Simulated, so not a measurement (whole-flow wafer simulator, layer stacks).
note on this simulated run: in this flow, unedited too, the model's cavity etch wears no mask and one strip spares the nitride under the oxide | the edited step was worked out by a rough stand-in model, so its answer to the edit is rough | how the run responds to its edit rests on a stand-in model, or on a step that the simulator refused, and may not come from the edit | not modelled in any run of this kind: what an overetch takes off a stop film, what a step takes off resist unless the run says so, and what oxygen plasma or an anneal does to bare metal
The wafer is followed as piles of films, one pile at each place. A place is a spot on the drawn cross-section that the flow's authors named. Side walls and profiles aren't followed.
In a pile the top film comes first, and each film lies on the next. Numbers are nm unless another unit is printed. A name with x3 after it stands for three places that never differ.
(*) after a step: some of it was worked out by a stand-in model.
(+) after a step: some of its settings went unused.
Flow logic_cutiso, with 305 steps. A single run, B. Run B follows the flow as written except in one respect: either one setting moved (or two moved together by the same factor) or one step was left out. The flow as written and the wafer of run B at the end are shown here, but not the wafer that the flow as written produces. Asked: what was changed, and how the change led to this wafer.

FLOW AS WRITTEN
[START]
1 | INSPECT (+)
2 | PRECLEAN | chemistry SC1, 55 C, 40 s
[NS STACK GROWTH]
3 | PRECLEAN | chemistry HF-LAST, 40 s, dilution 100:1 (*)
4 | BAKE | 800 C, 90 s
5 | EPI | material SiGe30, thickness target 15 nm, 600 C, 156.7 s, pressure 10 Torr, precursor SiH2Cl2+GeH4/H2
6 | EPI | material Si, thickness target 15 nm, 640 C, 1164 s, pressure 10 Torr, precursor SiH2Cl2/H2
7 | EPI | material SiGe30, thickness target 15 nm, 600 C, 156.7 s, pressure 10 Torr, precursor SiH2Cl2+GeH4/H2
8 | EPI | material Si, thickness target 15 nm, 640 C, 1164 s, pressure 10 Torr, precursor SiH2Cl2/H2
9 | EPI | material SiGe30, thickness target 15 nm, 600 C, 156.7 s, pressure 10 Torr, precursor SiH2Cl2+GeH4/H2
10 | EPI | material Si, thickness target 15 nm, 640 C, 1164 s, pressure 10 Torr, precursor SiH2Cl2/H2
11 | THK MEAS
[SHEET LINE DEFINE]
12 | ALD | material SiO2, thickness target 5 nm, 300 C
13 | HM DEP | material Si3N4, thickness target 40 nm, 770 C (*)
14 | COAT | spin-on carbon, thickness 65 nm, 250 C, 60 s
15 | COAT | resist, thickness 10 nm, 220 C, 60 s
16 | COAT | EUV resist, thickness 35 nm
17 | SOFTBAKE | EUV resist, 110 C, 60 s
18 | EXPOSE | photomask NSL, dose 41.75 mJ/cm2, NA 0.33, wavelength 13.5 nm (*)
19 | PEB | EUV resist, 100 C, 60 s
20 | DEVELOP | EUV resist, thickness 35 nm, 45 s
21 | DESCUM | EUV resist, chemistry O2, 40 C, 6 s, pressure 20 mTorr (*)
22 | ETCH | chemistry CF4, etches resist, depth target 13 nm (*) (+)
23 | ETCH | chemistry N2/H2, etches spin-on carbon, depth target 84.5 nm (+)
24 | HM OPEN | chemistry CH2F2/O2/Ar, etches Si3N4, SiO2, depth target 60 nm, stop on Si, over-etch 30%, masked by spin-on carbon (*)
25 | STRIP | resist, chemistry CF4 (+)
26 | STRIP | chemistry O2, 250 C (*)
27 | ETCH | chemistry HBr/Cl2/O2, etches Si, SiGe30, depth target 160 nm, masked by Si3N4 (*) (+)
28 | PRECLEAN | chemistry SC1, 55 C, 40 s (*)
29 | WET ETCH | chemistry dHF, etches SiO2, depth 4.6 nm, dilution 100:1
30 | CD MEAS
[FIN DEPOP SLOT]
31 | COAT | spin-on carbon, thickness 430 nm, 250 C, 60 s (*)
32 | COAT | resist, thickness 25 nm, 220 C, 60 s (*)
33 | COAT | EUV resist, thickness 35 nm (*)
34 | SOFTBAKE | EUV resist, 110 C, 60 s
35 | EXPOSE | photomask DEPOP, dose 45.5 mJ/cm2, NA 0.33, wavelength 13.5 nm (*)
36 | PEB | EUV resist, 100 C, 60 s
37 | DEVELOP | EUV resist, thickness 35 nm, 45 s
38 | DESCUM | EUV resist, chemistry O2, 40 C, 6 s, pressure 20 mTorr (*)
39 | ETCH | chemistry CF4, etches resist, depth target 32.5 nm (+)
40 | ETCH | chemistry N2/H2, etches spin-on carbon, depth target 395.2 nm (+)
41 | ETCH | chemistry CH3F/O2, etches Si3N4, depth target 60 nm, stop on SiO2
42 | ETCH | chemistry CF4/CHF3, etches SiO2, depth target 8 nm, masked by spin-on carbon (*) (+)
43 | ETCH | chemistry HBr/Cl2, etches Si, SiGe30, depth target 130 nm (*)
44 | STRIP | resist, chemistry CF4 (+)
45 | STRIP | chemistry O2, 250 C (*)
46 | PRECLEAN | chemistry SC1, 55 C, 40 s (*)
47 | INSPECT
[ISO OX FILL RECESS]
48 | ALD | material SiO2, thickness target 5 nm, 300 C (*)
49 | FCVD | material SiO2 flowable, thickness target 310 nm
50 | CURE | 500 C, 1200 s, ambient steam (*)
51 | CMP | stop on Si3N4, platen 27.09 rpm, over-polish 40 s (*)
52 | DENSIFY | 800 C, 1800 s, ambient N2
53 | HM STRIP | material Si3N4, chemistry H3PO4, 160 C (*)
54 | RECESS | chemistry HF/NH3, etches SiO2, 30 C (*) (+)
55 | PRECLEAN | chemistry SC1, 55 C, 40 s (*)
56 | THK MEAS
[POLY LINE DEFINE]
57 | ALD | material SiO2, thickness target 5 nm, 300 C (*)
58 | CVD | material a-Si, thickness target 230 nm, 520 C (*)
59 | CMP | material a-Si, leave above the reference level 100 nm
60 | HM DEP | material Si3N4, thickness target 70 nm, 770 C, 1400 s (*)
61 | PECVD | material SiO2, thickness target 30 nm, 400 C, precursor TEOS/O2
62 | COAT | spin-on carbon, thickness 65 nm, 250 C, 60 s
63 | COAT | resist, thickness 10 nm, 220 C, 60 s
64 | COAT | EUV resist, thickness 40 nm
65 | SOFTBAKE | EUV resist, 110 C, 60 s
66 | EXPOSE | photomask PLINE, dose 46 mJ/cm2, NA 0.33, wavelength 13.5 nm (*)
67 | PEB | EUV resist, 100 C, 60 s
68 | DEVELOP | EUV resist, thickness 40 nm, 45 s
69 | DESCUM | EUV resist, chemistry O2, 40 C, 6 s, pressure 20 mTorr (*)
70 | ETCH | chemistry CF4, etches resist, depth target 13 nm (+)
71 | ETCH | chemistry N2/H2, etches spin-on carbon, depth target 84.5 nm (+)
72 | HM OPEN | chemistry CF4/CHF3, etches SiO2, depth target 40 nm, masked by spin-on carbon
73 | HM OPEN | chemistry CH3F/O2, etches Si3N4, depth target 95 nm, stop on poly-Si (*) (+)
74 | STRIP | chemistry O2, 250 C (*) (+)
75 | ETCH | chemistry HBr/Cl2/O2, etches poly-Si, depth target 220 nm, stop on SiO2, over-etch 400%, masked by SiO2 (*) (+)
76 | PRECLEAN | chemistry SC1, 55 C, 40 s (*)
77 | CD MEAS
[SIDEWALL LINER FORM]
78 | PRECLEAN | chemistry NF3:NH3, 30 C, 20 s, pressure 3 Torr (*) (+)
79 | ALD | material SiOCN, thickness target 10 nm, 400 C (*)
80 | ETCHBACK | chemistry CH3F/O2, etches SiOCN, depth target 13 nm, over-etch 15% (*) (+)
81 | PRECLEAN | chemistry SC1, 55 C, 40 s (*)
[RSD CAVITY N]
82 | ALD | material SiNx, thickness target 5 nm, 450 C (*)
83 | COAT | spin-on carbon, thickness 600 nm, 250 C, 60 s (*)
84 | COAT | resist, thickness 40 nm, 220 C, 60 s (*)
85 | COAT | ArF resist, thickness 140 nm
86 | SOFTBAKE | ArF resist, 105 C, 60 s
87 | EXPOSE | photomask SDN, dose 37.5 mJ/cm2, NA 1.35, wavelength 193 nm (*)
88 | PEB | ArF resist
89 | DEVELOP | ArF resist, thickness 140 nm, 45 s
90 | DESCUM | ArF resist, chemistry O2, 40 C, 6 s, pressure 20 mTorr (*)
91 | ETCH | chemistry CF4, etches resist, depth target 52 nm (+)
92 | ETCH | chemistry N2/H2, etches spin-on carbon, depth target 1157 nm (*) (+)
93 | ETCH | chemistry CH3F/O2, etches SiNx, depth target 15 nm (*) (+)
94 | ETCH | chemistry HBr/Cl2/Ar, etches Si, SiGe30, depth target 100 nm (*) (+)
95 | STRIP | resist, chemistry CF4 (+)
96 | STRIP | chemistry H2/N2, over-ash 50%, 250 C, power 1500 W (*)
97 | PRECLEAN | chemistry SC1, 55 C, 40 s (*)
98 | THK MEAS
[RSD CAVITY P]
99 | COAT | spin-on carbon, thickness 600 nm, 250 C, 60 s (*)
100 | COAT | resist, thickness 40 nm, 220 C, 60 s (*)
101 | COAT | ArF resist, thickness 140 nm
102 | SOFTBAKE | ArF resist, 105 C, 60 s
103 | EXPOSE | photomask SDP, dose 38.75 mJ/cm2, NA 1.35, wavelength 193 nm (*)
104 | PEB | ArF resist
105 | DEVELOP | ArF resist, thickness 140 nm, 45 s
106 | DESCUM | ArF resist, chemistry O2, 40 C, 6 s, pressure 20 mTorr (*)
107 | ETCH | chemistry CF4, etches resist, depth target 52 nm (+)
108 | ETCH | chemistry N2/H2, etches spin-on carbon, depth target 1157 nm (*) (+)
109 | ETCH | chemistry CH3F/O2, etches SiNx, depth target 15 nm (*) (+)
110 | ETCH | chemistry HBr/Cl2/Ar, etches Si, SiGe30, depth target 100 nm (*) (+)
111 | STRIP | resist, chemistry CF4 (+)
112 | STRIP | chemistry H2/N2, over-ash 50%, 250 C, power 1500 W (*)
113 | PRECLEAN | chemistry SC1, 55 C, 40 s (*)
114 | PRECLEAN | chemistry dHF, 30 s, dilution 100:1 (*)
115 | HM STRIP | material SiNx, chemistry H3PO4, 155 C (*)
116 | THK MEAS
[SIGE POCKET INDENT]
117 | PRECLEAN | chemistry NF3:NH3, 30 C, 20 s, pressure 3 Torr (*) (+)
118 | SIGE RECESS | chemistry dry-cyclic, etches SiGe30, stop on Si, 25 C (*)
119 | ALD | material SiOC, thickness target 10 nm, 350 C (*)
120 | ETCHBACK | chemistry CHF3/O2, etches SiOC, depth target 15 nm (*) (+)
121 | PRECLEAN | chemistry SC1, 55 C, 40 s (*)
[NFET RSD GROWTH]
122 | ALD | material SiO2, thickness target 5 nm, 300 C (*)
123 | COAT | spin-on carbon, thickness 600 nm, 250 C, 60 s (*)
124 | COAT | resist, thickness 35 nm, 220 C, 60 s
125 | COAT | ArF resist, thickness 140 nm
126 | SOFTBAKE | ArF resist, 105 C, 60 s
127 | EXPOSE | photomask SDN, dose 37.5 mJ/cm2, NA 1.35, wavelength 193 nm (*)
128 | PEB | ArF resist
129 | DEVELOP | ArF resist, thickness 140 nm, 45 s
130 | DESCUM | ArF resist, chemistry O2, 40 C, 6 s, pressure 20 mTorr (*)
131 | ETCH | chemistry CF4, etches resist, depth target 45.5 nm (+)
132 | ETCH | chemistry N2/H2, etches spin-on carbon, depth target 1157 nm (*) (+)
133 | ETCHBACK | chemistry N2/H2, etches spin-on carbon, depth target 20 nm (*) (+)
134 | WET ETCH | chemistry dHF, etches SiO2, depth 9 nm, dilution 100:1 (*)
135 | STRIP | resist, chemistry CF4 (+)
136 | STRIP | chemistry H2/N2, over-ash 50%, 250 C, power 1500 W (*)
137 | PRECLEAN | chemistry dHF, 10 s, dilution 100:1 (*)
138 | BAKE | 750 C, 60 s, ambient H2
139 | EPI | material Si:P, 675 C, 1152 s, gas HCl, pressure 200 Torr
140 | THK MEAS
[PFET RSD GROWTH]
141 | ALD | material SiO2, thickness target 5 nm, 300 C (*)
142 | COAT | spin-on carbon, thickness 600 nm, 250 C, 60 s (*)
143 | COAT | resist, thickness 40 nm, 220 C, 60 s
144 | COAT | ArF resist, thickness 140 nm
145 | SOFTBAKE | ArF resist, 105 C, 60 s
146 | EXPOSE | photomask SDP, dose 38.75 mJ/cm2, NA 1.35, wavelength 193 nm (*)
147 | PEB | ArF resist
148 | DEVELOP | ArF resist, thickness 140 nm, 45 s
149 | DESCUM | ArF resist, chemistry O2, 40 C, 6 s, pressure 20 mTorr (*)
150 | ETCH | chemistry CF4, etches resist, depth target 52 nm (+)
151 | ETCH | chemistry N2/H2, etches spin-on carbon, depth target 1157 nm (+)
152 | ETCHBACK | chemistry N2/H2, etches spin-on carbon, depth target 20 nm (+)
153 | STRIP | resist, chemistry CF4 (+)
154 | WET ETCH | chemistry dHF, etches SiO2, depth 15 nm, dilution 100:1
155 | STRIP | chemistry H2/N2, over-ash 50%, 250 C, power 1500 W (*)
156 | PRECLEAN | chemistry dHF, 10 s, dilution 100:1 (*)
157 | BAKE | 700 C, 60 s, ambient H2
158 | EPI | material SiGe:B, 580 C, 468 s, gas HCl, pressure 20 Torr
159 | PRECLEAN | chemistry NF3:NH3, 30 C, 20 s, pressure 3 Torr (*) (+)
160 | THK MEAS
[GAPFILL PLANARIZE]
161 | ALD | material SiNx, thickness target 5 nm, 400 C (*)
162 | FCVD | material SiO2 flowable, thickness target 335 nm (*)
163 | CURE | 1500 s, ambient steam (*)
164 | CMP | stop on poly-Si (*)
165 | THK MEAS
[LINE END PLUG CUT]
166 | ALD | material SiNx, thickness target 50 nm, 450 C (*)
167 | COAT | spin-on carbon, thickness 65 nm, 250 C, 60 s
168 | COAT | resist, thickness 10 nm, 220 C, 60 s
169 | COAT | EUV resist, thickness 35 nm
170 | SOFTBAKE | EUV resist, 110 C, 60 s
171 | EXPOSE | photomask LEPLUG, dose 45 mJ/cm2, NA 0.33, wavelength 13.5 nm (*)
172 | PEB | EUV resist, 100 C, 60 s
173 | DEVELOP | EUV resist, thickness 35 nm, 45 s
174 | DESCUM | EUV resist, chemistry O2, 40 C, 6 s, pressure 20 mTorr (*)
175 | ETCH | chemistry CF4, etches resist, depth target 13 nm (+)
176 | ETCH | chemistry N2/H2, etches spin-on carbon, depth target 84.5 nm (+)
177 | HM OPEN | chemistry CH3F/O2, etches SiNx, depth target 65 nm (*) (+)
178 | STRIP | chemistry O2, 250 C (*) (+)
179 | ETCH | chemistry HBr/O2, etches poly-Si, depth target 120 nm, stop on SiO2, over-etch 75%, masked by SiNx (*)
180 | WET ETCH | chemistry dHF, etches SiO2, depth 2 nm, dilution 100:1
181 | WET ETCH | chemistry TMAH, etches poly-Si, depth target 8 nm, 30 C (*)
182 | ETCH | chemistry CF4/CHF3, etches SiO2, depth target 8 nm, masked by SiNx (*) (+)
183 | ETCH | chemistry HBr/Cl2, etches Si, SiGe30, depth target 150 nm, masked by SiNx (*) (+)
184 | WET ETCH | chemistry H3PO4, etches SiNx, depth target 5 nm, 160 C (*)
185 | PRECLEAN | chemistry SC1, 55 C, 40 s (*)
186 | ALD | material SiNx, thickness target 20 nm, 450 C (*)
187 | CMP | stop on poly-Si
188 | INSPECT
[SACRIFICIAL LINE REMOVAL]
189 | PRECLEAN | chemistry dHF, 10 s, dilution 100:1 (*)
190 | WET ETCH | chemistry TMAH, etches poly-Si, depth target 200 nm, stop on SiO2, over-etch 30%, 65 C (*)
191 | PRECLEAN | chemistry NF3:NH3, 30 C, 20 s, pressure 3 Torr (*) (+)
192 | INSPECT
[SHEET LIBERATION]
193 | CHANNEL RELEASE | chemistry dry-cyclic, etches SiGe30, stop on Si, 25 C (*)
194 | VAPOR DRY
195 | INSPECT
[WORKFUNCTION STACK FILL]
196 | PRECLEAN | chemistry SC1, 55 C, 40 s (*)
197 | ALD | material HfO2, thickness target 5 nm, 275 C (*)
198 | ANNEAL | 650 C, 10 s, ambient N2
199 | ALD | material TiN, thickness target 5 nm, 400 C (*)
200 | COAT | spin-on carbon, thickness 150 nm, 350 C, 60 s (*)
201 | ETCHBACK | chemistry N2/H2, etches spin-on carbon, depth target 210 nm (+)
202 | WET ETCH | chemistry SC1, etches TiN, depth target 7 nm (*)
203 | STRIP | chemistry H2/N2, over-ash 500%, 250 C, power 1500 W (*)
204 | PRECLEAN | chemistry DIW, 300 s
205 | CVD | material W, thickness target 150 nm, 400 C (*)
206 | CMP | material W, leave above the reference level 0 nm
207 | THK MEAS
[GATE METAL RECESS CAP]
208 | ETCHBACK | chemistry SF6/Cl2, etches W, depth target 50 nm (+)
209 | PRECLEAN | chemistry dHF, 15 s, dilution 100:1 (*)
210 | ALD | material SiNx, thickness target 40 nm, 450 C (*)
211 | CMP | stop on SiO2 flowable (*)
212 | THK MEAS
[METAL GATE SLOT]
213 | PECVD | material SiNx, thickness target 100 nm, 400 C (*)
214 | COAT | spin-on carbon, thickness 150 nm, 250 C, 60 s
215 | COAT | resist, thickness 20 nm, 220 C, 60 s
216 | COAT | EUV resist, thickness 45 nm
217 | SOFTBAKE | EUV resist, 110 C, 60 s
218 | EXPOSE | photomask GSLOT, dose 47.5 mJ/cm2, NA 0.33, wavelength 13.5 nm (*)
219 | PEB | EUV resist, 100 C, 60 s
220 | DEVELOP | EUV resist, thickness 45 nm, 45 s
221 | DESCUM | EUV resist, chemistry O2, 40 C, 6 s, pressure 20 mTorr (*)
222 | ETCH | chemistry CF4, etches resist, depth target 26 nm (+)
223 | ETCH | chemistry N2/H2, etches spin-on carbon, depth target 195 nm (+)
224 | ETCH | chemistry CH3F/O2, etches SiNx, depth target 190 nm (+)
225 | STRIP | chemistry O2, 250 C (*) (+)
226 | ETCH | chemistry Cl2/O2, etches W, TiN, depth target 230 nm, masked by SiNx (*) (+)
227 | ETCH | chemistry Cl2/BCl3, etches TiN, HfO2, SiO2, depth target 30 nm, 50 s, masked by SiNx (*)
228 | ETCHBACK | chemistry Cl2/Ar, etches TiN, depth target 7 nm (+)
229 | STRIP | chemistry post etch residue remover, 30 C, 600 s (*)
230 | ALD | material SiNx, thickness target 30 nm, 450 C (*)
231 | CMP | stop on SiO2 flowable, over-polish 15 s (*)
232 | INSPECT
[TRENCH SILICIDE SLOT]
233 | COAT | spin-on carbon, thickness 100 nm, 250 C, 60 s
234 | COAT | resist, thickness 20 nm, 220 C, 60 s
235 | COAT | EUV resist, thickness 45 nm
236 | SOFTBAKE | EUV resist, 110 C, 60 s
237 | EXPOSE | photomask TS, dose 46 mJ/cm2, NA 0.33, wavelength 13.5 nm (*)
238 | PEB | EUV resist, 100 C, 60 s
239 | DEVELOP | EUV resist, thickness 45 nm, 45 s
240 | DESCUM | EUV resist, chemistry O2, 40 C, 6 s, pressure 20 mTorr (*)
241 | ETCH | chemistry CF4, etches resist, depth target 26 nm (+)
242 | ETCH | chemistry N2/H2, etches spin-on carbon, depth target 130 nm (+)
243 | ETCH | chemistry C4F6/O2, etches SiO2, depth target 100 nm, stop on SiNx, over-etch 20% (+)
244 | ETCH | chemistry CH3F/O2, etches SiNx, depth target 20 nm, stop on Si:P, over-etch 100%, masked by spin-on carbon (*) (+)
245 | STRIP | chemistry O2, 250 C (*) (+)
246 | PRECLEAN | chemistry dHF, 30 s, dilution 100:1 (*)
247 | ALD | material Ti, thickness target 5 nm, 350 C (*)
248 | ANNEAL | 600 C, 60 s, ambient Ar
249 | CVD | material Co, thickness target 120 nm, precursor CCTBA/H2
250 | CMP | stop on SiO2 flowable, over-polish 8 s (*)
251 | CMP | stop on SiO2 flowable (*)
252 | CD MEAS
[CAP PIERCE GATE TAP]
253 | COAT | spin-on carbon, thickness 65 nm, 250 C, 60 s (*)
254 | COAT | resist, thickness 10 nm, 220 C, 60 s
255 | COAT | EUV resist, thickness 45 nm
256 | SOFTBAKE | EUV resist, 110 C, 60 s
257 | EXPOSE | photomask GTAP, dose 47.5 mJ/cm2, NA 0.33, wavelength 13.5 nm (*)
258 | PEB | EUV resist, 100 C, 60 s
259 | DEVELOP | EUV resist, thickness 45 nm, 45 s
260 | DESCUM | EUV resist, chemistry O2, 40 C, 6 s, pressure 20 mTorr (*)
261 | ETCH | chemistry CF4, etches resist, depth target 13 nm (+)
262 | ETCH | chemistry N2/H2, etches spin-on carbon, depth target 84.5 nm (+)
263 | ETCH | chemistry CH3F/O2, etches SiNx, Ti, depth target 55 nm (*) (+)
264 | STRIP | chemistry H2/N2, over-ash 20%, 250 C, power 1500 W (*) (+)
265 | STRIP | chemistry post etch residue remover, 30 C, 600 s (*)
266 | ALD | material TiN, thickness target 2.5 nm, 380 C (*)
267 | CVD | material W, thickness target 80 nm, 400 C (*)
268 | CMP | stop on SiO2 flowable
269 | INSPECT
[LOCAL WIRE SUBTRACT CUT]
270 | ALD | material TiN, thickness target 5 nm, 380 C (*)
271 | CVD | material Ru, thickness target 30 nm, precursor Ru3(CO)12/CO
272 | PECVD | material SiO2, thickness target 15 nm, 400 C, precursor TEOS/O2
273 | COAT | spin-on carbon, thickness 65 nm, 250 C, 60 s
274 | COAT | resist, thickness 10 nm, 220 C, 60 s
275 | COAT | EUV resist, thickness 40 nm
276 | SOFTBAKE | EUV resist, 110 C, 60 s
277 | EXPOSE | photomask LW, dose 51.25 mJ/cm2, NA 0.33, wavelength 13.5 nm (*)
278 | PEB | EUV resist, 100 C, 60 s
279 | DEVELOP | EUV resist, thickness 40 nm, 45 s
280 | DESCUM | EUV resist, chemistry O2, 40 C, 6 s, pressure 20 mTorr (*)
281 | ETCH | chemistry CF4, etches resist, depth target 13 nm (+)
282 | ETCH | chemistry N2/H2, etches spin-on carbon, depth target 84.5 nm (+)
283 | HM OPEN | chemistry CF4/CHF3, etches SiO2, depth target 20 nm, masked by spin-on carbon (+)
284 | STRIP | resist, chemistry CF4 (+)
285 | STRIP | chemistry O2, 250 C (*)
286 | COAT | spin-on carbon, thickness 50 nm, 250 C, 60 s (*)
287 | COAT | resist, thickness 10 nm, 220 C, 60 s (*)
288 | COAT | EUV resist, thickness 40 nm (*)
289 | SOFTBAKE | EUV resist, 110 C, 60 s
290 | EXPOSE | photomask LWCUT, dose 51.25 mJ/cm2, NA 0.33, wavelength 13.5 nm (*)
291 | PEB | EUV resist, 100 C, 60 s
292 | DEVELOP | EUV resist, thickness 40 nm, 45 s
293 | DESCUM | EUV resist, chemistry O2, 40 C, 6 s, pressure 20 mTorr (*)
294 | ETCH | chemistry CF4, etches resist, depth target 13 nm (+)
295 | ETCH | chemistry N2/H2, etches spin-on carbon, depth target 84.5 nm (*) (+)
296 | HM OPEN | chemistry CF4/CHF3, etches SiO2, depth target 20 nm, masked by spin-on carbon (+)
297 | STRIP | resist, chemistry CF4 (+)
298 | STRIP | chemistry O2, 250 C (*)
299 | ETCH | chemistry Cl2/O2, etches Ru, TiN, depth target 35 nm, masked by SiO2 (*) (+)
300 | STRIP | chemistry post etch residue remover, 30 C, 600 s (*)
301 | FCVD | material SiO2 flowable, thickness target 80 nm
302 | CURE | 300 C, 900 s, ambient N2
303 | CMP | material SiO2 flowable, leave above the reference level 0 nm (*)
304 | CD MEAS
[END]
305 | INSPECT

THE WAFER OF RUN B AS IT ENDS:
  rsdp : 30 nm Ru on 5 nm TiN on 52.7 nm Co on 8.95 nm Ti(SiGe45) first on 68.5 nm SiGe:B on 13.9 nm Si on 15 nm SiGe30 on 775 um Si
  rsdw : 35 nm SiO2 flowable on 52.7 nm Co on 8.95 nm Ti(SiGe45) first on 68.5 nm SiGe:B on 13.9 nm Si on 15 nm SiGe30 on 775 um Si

Cause: step 110, ETCH: depth target 42.5 nm was run, though the flow has depth target 100 nm.

Step by step, how the change led to this:
  110 | ETCH | chemistry HBr/Cl2/Ar, etches Si, SiGe30, depth target 100 nm (*) (+)
      rsdp, rsdw: chemical SiO2 loses 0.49 (all of it), Si loses 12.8 (all of it), SiGe30 loses 15 (all of it), Si loses 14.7 (as written it would have been: chemical SiO2 loses 0.49 (all of it), Si loses 12.8 (all of it), SiGe30 loses 15 (all of it), Si loses 15 (all of it), SiGe30 loses 15 (all of it), Si loses 15 (all of it), SiGe30 loses 15 (all of it), Si loses 12.2)
  115 | HM STRIP | material SiNx, chemistry H3PO4, 155 C (*)
      rsdp, rsdw: chemical SiO2 gains 0.5 (new film), SiGe30 loses 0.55 (as written it would have been: chemical SiO2 gains 0.5 (new film), Si loses 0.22)
  118 | SIGE RECESS | chemistry dry-cyclic, etches SiGe30, stop on Si, 25 C (*)
      rsdp, rsdw: SiGe30 loses 14.5 (all of it) (as written it would have been: nothing)
  120 | ETCHBACK | chemistry CHF3/O2, etches SiOC, depth target 15 nm (*) (+)
      rsdp, rsdw: SiOC loses 10 (all of it), Si loses 0.81 (as written it would have been: SiOC loses 10 (all of it))
  123 | COAT | spin-on carbon, thickness 600 nm, 250 C, 60 s (*)
      rsdp, rsdw: spin-on carbon gains 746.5 (new film) (as written it would have been: spin-on carbon gains 783.2 (new film))
  136 | STRIP | chemistry H2/N2, over-ash 50%, 250 C, power 1500 W (*)
      rsdp, rsdw: spin-on carbon loses 746.5 (all of it) (as written it would have been: spin-on carbon loses 783.2 (all of it))
  142 | COAT | spin-on carbon, thickness 600 nm, 250 C, 60 s (*)
      rsdp: spin-on carbon gains 769.2 (new film) (as written it would have been: spin-on carbon gains 806.8 (new film))
      rsdw: spin-on carbon gains 769.2 (new film) (as written it would have been: spin-on carbon gains 806.7 (new film))
  151 | ETCH | chemistry N2/H2, etches spin-on carbon, depth target 1157 nm (+)
      rsdp, rsdw: spin-on carbon loses 763.2 (all of it), SiO2 loses 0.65 (as written it would have been: spin-on carbon loses 800.8 (all of it))
  154 | WET ETCH | chemistry dHF, etches SiO2, depth 15 nm, dilution 100:1
      rsdp: SiO2 loses 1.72 (all of it), chemical SiO2 loses 0.49 (all of it) (as written it would have been: SiO2 loses 2.75 (all of it), chemical SiO2 loses 0.49 (all of it))
      rsdw: SiO2 loses 1.14 (all of it), chemical SiO2 loses 0.49 (all of it) (as written it would have been: SiO2 loses 2.25 (all of it), chemical SiO2 loses 0.49 (all of it))
  158 | EPI | material SiGe:B, 580 C, 468 s, gas HCl, pressure 20 Torr
      rsdp, rsdw: SiGe:B gains 75 (new film) (as written it would have been: SiGe:B gains 116.8 (new film))
